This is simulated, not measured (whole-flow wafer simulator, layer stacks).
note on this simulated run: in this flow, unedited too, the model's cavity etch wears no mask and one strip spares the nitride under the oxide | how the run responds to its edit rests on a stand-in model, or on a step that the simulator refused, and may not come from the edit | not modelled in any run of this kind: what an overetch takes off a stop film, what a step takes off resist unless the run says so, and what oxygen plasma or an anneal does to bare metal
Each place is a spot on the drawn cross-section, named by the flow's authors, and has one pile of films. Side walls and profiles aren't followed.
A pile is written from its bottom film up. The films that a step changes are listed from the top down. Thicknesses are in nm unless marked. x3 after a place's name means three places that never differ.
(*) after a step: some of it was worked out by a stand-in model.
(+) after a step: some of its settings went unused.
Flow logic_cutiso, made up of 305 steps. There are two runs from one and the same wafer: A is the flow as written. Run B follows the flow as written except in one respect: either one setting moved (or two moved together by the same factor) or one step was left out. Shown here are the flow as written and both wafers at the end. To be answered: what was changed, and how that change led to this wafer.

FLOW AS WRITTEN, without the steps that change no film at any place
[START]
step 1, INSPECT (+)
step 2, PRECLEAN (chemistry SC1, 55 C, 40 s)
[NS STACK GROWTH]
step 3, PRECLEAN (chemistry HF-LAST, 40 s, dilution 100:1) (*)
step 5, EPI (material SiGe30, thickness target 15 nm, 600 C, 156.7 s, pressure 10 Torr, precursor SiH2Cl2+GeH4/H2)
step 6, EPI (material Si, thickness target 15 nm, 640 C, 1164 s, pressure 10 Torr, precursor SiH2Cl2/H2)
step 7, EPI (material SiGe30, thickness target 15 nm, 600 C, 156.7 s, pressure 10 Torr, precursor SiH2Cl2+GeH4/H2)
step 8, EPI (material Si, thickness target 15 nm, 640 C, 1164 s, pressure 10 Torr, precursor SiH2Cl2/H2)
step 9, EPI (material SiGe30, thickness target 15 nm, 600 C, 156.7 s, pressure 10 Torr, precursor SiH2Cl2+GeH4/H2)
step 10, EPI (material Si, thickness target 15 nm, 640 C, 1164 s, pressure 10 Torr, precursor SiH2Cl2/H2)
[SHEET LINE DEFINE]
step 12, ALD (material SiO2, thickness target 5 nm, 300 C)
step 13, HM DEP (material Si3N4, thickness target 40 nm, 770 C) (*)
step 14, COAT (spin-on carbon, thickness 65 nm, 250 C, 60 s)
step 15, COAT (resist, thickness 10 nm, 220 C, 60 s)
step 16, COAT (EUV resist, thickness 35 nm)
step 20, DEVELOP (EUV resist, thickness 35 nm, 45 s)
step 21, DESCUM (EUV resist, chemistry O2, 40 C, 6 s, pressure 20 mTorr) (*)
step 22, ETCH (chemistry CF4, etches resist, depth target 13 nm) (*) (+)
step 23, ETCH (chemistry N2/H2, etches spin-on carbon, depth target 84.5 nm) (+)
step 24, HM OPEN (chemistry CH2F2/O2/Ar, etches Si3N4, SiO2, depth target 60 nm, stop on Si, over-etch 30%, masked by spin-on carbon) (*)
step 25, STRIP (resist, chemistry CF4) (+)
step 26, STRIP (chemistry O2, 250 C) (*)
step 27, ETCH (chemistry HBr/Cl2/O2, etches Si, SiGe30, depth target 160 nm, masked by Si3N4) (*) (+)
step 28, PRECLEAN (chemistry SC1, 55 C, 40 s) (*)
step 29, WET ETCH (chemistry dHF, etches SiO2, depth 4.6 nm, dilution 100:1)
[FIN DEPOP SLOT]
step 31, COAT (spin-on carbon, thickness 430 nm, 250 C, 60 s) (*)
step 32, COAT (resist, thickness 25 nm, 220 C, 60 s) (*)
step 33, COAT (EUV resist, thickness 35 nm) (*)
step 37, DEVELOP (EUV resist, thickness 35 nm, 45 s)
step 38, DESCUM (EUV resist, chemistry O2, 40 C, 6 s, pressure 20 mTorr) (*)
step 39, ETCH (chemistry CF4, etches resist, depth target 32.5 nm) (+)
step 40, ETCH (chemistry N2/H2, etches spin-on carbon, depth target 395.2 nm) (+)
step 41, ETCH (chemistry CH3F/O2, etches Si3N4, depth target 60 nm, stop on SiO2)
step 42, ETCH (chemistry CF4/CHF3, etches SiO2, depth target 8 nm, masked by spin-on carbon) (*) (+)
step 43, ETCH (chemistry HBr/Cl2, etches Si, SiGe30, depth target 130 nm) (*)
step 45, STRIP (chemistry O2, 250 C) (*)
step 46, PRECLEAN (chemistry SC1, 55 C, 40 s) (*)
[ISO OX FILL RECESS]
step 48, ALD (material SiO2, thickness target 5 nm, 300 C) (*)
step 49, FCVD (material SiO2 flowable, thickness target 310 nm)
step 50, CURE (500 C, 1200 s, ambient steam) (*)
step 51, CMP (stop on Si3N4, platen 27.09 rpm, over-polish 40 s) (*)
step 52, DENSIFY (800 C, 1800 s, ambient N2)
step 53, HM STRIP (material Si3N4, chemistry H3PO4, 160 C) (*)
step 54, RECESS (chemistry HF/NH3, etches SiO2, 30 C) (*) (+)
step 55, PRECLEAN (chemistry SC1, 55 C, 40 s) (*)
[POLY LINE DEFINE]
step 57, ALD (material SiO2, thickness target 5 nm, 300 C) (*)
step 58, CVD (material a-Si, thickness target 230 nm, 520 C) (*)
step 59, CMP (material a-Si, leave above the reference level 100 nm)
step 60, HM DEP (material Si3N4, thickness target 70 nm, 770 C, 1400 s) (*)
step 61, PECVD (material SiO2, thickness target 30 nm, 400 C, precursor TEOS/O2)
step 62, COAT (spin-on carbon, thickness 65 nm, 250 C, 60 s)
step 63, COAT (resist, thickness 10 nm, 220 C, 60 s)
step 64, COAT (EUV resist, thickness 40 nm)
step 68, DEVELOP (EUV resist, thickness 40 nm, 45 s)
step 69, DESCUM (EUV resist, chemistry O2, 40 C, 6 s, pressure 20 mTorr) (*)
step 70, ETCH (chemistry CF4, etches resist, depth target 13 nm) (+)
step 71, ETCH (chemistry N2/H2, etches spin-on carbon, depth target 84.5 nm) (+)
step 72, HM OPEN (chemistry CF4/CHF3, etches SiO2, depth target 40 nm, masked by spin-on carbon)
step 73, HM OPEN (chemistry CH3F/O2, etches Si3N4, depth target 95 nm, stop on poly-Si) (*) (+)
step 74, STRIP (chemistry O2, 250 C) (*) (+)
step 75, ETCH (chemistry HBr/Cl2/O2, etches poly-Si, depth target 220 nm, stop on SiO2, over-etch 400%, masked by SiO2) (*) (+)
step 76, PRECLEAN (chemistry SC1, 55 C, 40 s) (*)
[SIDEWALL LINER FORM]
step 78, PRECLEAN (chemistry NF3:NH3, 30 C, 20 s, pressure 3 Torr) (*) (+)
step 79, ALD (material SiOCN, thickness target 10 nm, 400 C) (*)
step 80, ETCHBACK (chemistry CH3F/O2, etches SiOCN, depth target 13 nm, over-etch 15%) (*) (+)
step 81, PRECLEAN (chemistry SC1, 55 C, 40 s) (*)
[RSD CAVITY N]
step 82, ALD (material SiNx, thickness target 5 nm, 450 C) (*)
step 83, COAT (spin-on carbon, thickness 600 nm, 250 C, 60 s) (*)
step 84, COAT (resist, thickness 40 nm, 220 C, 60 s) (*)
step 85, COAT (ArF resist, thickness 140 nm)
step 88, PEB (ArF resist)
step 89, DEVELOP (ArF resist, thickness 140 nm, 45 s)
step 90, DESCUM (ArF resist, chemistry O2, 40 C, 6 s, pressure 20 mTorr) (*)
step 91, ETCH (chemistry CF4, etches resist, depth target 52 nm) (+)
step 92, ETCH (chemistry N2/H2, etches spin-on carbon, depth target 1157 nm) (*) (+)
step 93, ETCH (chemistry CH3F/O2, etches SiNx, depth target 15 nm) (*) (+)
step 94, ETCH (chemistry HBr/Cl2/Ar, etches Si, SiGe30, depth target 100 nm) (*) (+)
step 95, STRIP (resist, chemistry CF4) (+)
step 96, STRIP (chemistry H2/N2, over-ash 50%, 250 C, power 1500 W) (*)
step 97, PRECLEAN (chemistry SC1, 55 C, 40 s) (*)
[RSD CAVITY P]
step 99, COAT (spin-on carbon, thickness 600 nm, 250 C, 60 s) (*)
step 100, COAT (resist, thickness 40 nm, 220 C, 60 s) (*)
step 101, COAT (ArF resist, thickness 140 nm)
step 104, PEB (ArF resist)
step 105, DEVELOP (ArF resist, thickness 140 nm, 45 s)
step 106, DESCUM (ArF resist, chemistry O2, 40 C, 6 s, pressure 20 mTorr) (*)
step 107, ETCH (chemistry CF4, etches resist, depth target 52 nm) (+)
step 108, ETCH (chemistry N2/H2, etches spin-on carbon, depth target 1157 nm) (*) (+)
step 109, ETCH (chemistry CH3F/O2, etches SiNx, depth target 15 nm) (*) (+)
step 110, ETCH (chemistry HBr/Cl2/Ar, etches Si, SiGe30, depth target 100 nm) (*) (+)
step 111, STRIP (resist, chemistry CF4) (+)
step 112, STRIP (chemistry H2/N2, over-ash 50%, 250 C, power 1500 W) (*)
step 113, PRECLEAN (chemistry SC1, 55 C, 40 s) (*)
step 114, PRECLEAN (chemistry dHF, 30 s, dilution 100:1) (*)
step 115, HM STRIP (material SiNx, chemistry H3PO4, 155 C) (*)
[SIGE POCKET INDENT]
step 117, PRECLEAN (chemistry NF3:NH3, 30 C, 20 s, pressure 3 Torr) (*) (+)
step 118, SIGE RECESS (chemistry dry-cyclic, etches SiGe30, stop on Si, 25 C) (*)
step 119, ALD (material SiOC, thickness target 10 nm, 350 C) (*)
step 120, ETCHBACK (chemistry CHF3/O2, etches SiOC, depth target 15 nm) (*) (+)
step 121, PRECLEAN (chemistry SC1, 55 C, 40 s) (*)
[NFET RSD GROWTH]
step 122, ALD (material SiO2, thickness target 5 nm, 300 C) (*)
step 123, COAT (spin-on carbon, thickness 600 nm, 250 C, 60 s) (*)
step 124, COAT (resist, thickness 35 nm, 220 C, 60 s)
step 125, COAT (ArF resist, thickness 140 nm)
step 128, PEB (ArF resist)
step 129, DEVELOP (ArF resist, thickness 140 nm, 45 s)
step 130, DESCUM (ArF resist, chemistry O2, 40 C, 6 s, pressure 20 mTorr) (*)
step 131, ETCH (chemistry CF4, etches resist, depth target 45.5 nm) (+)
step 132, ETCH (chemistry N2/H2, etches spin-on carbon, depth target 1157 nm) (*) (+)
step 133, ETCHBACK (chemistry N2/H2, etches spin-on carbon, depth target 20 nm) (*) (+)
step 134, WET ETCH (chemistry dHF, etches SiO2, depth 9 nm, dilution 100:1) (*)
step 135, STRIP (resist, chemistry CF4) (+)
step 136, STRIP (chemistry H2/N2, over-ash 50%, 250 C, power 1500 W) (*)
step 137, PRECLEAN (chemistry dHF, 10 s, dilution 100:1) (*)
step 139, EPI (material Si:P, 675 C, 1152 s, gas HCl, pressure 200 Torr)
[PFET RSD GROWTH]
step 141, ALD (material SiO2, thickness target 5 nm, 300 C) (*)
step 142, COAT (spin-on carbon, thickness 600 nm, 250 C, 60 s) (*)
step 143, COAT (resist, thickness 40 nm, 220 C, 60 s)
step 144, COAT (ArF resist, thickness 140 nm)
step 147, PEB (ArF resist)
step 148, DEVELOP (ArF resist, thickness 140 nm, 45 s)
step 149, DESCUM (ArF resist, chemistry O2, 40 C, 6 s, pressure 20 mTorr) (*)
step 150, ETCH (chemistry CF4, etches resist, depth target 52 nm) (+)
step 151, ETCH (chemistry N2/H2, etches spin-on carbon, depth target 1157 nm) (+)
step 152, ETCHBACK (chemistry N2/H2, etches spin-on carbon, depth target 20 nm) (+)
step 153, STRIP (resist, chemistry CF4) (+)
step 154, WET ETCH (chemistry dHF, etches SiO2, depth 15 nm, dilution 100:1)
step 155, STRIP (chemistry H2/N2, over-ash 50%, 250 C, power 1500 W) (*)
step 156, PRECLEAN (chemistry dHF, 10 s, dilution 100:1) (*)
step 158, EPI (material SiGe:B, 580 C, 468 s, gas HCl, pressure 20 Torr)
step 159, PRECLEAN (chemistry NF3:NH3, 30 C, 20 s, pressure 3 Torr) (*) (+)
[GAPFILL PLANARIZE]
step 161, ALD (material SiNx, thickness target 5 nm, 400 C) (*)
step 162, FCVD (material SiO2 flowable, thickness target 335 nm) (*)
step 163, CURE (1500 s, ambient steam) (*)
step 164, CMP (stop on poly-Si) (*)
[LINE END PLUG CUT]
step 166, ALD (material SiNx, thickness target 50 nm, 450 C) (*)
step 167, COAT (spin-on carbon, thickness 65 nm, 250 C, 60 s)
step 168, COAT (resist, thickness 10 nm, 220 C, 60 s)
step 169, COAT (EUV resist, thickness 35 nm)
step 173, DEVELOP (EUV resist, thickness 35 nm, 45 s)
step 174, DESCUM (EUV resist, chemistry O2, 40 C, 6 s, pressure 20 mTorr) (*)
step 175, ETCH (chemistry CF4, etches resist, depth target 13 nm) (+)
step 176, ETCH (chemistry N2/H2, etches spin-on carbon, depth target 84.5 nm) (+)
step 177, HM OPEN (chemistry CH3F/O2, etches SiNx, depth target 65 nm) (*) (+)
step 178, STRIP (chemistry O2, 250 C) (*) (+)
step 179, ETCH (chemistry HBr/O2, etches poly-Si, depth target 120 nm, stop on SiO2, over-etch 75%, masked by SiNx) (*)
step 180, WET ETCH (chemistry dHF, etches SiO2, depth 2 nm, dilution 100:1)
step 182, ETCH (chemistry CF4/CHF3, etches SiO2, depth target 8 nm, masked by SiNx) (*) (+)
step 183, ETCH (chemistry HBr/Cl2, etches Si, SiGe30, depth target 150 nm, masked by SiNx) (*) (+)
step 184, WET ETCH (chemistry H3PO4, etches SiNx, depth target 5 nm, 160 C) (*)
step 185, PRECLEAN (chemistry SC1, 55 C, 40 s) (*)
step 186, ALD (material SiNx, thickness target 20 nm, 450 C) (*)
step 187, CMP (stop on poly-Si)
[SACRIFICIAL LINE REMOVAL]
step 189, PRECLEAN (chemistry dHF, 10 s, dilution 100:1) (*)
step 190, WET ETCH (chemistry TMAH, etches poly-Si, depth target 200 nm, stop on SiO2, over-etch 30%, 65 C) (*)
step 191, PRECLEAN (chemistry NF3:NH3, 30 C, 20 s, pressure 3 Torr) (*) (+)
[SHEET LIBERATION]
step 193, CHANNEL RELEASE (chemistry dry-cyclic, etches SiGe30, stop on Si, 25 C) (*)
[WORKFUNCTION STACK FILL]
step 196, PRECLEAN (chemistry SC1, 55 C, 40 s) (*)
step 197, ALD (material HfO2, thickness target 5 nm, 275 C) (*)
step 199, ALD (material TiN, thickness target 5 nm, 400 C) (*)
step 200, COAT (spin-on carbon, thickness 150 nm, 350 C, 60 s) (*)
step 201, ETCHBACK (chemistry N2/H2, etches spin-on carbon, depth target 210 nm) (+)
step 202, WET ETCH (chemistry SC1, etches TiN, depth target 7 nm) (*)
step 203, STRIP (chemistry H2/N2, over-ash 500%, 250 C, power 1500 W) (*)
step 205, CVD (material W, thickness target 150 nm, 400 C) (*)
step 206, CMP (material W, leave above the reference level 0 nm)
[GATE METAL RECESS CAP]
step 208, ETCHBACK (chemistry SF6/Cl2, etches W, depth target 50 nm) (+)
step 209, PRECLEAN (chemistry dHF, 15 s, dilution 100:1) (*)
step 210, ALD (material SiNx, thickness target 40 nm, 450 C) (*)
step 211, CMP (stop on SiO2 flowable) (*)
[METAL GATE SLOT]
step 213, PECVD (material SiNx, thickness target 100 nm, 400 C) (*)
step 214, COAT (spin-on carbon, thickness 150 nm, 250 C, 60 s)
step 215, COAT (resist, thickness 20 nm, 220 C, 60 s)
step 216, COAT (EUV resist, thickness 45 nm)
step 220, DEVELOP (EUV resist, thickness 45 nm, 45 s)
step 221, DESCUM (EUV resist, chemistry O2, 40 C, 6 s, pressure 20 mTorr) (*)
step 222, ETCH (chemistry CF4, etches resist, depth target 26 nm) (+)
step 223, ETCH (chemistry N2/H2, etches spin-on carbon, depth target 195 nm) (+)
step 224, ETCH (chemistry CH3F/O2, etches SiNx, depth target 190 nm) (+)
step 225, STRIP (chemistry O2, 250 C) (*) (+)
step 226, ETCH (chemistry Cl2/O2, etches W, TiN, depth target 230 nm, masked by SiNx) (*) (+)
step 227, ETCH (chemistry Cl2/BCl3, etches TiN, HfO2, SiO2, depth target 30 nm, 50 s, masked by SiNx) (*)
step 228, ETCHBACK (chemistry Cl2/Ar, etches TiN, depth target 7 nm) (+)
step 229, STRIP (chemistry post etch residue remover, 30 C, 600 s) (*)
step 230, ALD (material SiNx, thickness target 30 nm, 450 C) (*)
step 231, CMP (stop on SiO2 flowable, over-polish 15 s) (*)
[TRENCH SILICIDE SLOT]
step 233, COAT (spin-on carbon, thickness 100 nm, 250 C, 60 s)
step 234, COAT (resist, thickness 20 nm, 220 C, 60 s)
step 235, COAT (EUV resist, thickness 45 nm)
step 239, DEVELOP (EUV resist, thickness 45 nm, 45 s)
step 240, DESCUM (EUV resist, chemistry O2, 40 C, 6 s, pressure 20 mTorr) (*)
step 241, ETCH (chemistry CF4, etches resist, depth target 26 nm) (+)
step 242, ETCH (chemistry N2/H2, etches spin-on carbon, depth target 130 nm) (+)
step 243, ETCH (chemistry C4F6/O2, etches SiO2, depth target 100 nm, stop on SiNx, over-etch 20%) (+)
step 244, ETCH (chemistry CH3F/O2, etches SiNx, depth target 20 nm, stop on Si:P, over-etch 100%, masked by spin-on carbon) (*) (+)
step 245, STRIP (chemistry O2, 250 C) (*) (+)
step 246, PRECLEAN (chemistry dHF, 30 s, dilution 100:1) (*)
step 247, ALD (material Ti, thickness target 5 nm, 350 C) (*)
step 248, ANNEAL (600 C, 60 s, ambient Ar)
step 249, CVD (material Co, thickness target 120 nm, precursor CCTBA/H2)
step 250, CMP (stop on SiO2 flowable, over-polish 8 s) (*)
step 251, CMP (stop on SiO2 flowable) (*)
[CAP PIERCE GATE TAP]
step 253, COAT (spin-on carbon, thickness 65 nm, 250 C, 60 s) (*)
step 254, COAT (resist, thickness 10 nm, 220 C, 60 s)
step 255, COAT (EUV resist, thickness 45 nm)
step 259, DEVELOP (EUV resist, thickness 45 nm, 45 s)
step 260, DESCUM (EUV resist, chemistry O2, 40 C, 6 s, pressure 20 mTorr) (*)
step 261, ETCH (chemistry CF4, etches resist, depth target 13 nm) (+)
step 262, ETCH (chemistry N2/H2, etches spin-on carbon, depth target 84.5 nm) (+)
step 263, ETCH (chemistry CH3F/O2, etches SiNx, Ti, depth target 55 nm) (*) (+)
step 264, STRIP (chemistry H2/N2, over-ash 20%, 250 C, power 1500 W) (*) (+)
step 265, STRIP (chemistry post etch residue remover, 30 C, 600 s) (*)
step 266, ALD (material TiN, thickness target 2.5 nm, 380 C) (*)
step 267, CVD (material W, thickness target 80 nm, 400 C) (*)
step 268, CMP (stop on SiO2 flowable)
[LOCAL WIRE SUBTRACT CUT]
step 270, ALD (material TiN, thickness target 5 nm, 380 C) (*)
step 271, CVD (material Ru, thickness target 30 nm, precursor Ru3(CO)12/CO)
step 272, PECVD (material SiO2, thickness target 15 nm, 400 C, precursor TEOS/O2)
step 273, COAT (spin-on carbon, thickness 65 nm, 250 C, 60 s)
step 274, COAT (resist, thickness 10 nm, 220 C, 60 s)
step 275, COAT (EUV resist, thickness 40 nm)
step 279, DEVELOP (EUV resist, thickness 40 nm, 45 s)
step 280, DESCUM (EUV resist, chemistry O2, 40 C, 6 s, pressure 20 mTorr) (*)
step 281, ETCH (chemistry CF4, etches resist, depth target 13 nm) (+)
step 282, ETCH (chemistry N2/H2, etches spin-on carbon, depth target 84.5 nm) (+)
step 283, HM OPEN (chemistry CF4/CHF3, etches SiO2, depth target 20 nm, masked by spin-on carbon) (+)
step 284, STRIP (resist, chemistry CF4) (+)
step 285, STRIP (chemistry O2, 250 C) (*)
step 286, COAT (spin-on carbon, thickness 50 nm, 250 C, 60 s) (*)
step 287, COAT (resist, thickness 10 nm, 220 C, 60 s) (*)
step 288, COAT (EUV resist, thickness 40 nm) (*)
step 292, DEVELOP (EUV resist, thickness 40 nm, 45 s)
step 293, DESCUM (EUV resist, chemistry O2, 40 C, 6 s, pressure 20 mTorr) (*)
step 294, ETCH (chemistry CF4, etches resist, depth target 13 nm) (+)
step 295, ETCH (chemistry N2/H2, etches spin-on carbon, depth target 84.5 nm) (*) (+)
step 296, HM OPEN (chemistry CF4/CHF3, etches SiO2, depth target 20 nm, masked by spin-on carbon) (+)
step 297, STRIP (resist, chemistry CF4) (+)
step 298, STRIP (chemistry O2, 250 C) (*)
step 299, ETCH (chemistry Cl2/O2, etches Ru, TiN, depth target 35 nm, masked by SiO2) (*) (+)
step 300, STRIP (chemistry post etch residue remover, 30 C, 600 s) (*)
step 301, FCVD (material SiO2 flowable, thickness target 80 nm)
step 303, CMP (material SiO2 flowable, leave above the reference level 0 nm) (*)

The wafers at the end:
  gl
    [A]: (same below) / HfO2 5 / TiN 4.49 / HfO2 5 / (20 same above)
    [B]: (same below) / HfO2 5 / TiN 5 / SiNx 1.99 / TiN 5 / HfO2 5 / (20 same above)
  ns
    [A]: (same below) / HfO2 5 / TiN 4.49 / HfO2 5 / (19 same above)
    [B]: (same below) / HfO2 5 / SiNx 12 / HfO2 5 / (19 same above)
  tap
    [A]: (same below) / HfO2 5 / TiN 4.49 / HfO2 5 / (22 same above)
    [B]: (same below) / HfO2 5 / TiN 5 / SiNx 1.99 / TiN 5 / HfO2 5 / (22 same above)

Cause: step 5, EPI: 235 s was run, though the flow has 156.7 s.

How this came from the change, step by step:
  step 5, EPI (material SiGe30, thickness target 15 nm, 600 C, 156.7 s, pressure 10 Torr, precursor SiH2Cl2+GeH4/H2)
      depop, dpovl, gfld and 19 more: A SiGe30 gains 15 (new film) | B SiGe30 gains 22.5 (new film)
  step 27, ETCH (chemistry HBr/Cl2/O2, etches Si, SiGe30, depth target 160 nm, masked by Si3N4) (*) (+)
      gfld, gxf, iso, lnri: A chemical SiO2 loses 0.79 (all of it), Si loses 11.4 (all of it), SiGe30 loses 15 (all of it), Si loses 15 (all of it), SiGe30 loses 15 (all of it), Si loses 15 (all of it), SiGe30 loses 15 (all of it), Si loses 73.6 | B chemical SiO2 loses 0.79 (all of it), Si loses 11.4 (all of it), SiGe30 loses 15 (all of it), Si loses 15 (all of it), SiGe30 loses 15 (all of it), Si loses 15 (all of it), SiGe30 loses 22.5 (all of it), Si loses 66.1
      dpovl, nsgap: A chemical SiO2 loses 0.79 (all of it), Si loses 11.8 (all of it), SiGe30 loses 15 (all of it), Si loses 15 (all of it), SiGe30 loses 15 (all of it), Si loses 15 (all of it), SiGe30 loses 15 (all of it), Si loses 73.2 | B chemical SiO2 loses 0.79 (all of it), Si loses 11.8 (all of it), SiGe30 loses 15 (all of it), Si loses 15 (all of it), SiGe30 loses 15 (all of it), Si loses 15 (all of it), SiGe30 loses 22.5 (all of it), Si loses 65.7
      (as well as at 1 more place)
  step 43, ETCH (chemistry HBr/Cl2, etches Si, SiGe30, depth target 130 nm) (*)
      depop: A Si loses 14 (all of it), SiGe30 loses 15 (all of it), Si loses 15 (all of it), SiGe30 loses 15 (all of it), Si loses 15 (all of it), SiGe30 loses 15 (all of it), Si loses 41 | B Si loses 14 (all of it), SiGe30 loses 15 (all of it), Si loses 15 (all of it), SiGe30 loses 15 (all of it), Si loses 15 (all of it), SiGe30 loses 22.5 (all of it), Si loses 33.5
  step 94, ETCH (chemistry HBr/Cl2/Ar, etches Si, SiGe30, depth target 100 nm) (*) (+)
      rsdn, rsdx: A chemical SiO2 loses 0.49 (all of it), Si loses 12.8 (all of it), SiGe30 loses 15 (all of it), Si loses 15 (all of it), SiGe30 loses 15 (all of it), Si loses 15 (all of it), SiGe30 loses 15 (all of it), Si loses 12.2 | B chemical SiO2 loses 0.49 (all of it), Si loses 12.8 (all of it), SiGe30 loses 15 (all of it), Si loses 15 (all of it), SiGe30 loses 15 (all of it), Si loses 15 (all of it), SiGe30 loses 22.5 (all of it), Si loses 4.66
  step 110, ETCH (chemistry HBr/Cl2/Ar, etches Si, SiGe30, depth target 100 nm) (*) (+)
      rsdp, rsdw: A chemical SiO2 loses 0.49 (all of it), Si loses 12.8 (all of it), SiGe30 loses 15 (all of it), Si loses 15 (all of it), SiGe30 loses 15 (all of it), Si loses 15 (all of it), SiGe30 loses 15 (all of it), Si loses 12.2 | B chemical SiO2 loses 0.49 (all of it), Si loses 12.8 (all of it), SiGe30 loses 15 (all of it), Si loses 15 (all of it), SiGe30 loses 15 (all of it), Si loses 15 (all of it), SiGe30 loses 22.5 (all of it), Si loses 4.66
  step 118, SIGE RECESS (chemistry dry-cyclic, etches SiGe30, stop on Si, 25 C) (*)
      lnr, lnrp, lnrt: A SiOCN loses 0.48, Si loses 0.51, cavity gains 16 (new film), SiGe30 loses 15 (all of it), Si loses 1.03, cavity gains 16 (new film), SiGe30 loses 15 (all of it), Si loses 1.03, cavity gains 16 (new film), SiGe30 loses 15 (all of it), Si loses 0.51 | B SiOCN loses 0.48, Si loses 0.51, cavity gains 16 (new film), SiGe30 loses 15 (all of it), Si loses 1.03, cavity gains 16 (new film), SiGe30 loses 15 (all of it), Si loses 1.03, cavity gains 23.5 (new film), SiGe30 loses 22.5 (all of it), Si loses 0.51
  step 119, ALD (material SiOC, thickness target 10 nm, 350 C) (*)
      lnr, lnrp, lnrt: A SiOC gains 10 (new film), SiOC gains 16 (new film), cavity loses 16 (all of it), SiOC gains 16 (new film), cavity loses 16 (all of it), SiOC gains 16 (new film), cavity loses 16 (all of it) | B SiOC gains 10 (new film), SiOC gains 16 (new film), cavity loses 16 (all of it), SiOC gains 16 (new film), cavity loses 16 (all of it), SiOC gains 23.5 (new film), cavity loses 23.5 (all of it)
  step 183, ETCH (chemistry HBr/Cl2, etches Si, SiGe30, depth target 150 nm, masked by SiNx) (*) (+)
      plug: A Si loses 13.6 (all of it), SiGe30 loses 15 (all of it), Si loses 15 (all of it), SiGe30 loses 15 (all of it), Si loses 15 (all of it), SiGe30 loses 15 (all of it), Si loses 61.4 | B Si loses 13.6 (all of it), SiGe30 loses 15 (all of it), Si loses 15 (all of it), SiGe30 loses 15 (all of it), Si loses 15 (all of it), SiGe30 loses 22.5 (all of it), Si loses 53.9
  step 193, CHANNEL RELEASE (chemistry dry-cyclic, etches SiGe30, stop on Si, 25 C) (*)
      gl, glp, gxn, gxp, ns, tap: A chemical SiO2 gains 0.8 (new film), Si loses 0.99, chemical SiO2 gains 0.8 (new film), cavity gains 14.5 (new film), chemical SiO2 gains 0.8 (new film), SiGe30 loses 15 (all of it), Si loses 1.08, chemical SiO2 gains 0.8 (new film), cavity gains 14.5 (new film), chemical SiO2 gains 0.8 (new film), SiGe30 loses 15 (all of it), Si loses 1.08, chemical SiO2 gains 0.8 (new film), cavity gains 14.5 (new film), chemical SiO2 gains 0.8 (new film), SiGe30 loses 15 (all of it), Si loses 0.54 | B chemical SiO2 gains 0.8 (new film), Si loses 0.99, chemical SiO2 gains 0.8 (new film), cavity gains 14.5 (new film), chemical SiO2 gains 0.8 (new film), SiGe30 loses 15 (all of it), Si loses 1.08, chemical SiO2 gains 0.8 (new film), cavity gains 14.5 (new film), chemical SiO2 gains 0.8 (new film), SiGe30 loses 15 (all of it), Si loses 1.08, chemical SiO2 gains 0.8 (new film), cavity gains 22 (new film), chemical SiO2 gains 0.8 (new film), SiGe30 loses 22.5 (all of it), Si loses 0.54
  step 199, ALD (material TiN, thickness target 5 nm, 400 C) (*)
      gl, glp, tap: A TiN gains 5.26 (new film), TiN gains 4.49 (new film), cavity loses 4.49 (all of it), TiN gains 4.49 (new film), cavity loses 4.49 (all of it), TiN gains 4.49 (new film), cavity loses 4.49 (all of it) | B TiN gains 5.26 (new film), TiN gains 4.49 (new film), cavity loses 4.49 (all of it), TiN gains 4.49 (new film), cavity loses 4.49 (all of it), TiN gains 5 (new film), cavity loses 10, TiN gains 5 (new film)
      gxn, gxp, ns: A TiN gains 5 (new film), TiN gains 4.49 (new film), cavity loses 4.49 (all of it), TiN gains 4.49 (new film), cavity loses 4.49 (all of it), TiN gains 4.49 (new film), cavity loses 4.49 (all of it) | B TiN gains 5 (new film), TiN gains 4.49 (new film), cavity loses 4.49 (all of it), TiN gains 4.49 (new film), cavity loses 4.49 (all of it), TiN gains 5 (new film), cavity loses 10, TiN gains 5 (new film)
  step 202, WET ETCH (chemistry SC1, etches TiN, depth target 7 nm) (*)
      ns: A TiN loses 5 (all of it) | B TiN loses 5 (all of it), TiN loses 5 (all of it), cavity gains 10, TiN loses 5 (all of it)
  step 210, ALD (material SiNx, thickness target 40 nm, 450 C) (*)
      gl, glp, gxn, gxp, tap: A SiNx gains 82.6 (new film) | B SiNx gains 82.6 (new film), SiNx gains 1.99 (new film), cavity loses 1.99 (all of it)
      ns: A SiNx gains 40 (new film) | B SiNx gains 40 (new film), SiNx gains 12 (new film), cavity loses 12 (all of it)
Taking metal films that touch as one body, gl has 5 bodies (between them, from the top down: HfO2 5 / chemical SiO2 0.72 / Si 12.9 / chemical SiO2 0.8 / HfO2 5; HfO2 5 / chemical SiO2 0.8 / Si 13.9 / chemical SiO2 0.8 / HfO2 5; HfO2 5 / chemical SiO2 0.8 / Si 13.9 / chemical SiO2 0.8 / HfO2 5; SiNx 1.99); the flow as written gives 4 bodies (between them, from the top down: HfO2 5 / chemical SiO2 0.72 / Si 12.9 / chemical SiO2 0.8 / HfO2 5; HfO2 5 / chemical SiO2 0.8 / Si 13.9 / chemical SiO2 0.8 / HfO2 5; HfO2 5 / chemical SiO2 0.8 / Si 13.9 / chemical SiO2 0.8 / HfO2 5).
Taking metal films that touch as one body, ns has 3 bodies (between them, from the top down: HfO2 5 / chemical SiO2 0.72 / Si 12.9 / chemical SiO2 0.8 / HfO2 5; HfO2 5 / chemical SiO2 0.8 / Si 13.9 / chemical SiO2 0.8 / HfO2 5); the flow as written gives 4 bodies (between them, from the top down: HfO2 5 / chemical SiO2 0.72 / Si 12.9 / chemical SiO2 0.8 / HfO2 5; HfO2 5 / chemical SiO2 0.8 / Si 13.9 / chemical SiO2 0.8 / HfO2 5; HfO2 5 / chemical SiO2 0.8 / Si 13.9 / chemical SiO2 0.8 / HfO2 5).
Taking metal films that touch as one body, tap has 5 bodies (between them, from the top down: HfO2 5 / chemical SiO2 0.72 / Si 12.9 / chemical SiO2 0.8 / HfO2 5; HfO2 5 / chemical SiO2 0.8 / Si 13.9 / chemical SiO2 0.8 / HfO2 5; HfO2 5 / chemical SiO2 0.8 / Si 13.9 / chemical SiO2 0.8 / HfO2 5; SiNx 1.99); the flow as written gives 4 bodies (between them, from the top down: HfO2 5 / chemical SiO2 0.72 / Si 12.9 / chemical SiO2 0.8 / HfO2 5; HfO2 5 / chemical SiO2 0.8 / Si 13.9 / chemical SiO2 0.8 / HfO2 5; HfO2 5 / chemical SiO2 0.8 / Si 13.9 / chemical SiO2 0.8 / HfO2 5).
